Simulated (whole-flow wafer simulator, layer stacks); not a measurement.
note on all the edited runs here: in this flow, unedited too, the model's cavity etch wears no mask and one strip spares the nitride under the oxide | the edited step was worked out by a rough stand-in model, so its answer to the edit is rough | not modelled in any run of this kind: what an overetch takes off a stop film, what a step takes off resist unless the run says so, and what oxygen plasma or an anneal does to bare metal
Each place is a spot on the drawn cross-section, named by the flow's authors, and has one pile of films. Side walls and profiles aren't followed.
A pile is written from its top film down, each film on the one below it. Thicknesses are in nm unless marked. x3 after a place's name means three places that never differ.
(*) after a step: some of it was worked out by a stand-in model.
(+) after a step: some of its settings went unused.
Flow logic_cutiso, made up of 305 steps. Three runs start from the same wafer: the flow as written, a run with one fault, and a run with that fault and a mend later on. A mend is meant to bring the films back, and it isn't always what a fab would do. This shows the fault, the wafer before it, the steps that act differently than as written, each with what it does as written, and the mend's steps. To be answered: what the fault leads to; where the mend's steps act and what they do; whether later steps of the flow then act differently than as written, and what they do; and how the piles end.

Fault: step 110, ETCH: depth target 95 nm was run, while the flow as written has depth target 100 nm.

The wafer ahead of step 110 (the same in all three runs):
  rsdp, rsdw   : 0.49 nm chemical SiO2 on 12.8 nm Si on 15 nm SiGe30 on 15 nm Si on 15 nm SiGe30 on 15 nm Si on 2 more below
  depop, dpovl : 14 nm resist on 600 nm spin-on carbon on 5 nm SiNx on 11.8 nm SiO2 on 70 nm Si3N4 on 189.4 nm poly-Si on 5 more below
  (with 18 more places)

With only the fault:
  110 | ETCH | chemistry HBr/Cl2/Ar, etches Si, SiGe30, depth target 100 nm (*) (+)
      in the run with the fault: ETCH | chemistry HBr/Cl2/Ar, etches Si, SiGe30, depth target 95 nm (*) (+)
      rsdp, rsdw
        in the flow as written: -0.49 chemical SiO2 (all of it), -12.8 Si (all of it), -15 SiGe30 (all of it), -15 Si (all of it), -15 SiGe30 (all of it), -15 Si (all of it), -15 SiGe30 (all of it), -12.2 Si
        in the run with the fault: -0.49 chemical SiO2 (all of it), -12.8 Si (all of it), -15 SiGe30 (all of it), -15 Si (all of it), -15 SiGe30 (all of it), -15 Si (all of it), -15 SiGe30 (all of it), -7.16 Si
  Steps later in the flow that act otherwise than as written (12 other steps are not shown; they differ only slightly, by no more than 2% or 0.5 nm, whichever is larger):
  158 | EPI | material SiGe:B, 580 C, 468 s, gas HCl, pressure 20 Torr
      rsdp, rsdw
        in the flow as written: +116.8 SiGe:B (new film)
        in the run with the fault: +111.8 SiGe:B (new film)
  At rsdp, rsdw, the piles at the end differ from the flow's by more than 2% or 0.5 nm, whichever is larger.
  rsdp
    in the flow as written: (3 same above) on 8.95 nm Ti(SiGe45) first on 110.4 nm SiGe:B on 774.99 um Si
    in the run with the fault: (3 same above) on 8.95 nm Ti(SiGe45) first on 105.4 nm SiGe:B on 774.99 um Si
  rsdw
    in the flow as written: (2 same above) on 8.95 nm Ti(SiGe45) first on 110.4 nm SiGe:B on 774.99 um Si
    in the run with the fault: (2 same above) on 8.95 nm Ti(SiGe45) first on 105.4 nm SiGe:B on 774.99 um Si

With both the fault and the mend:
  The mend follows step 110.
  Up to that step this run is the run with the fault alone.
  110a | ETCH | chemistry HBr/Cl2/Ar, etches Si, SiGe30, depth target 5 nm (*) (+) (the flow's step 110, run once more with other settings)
      rsdp, rsdw
        -5 Si
  Later steps of the flow that are run all act as written at every place that is followed.
  By the end, the piles equal the flow's at every place that both follow.
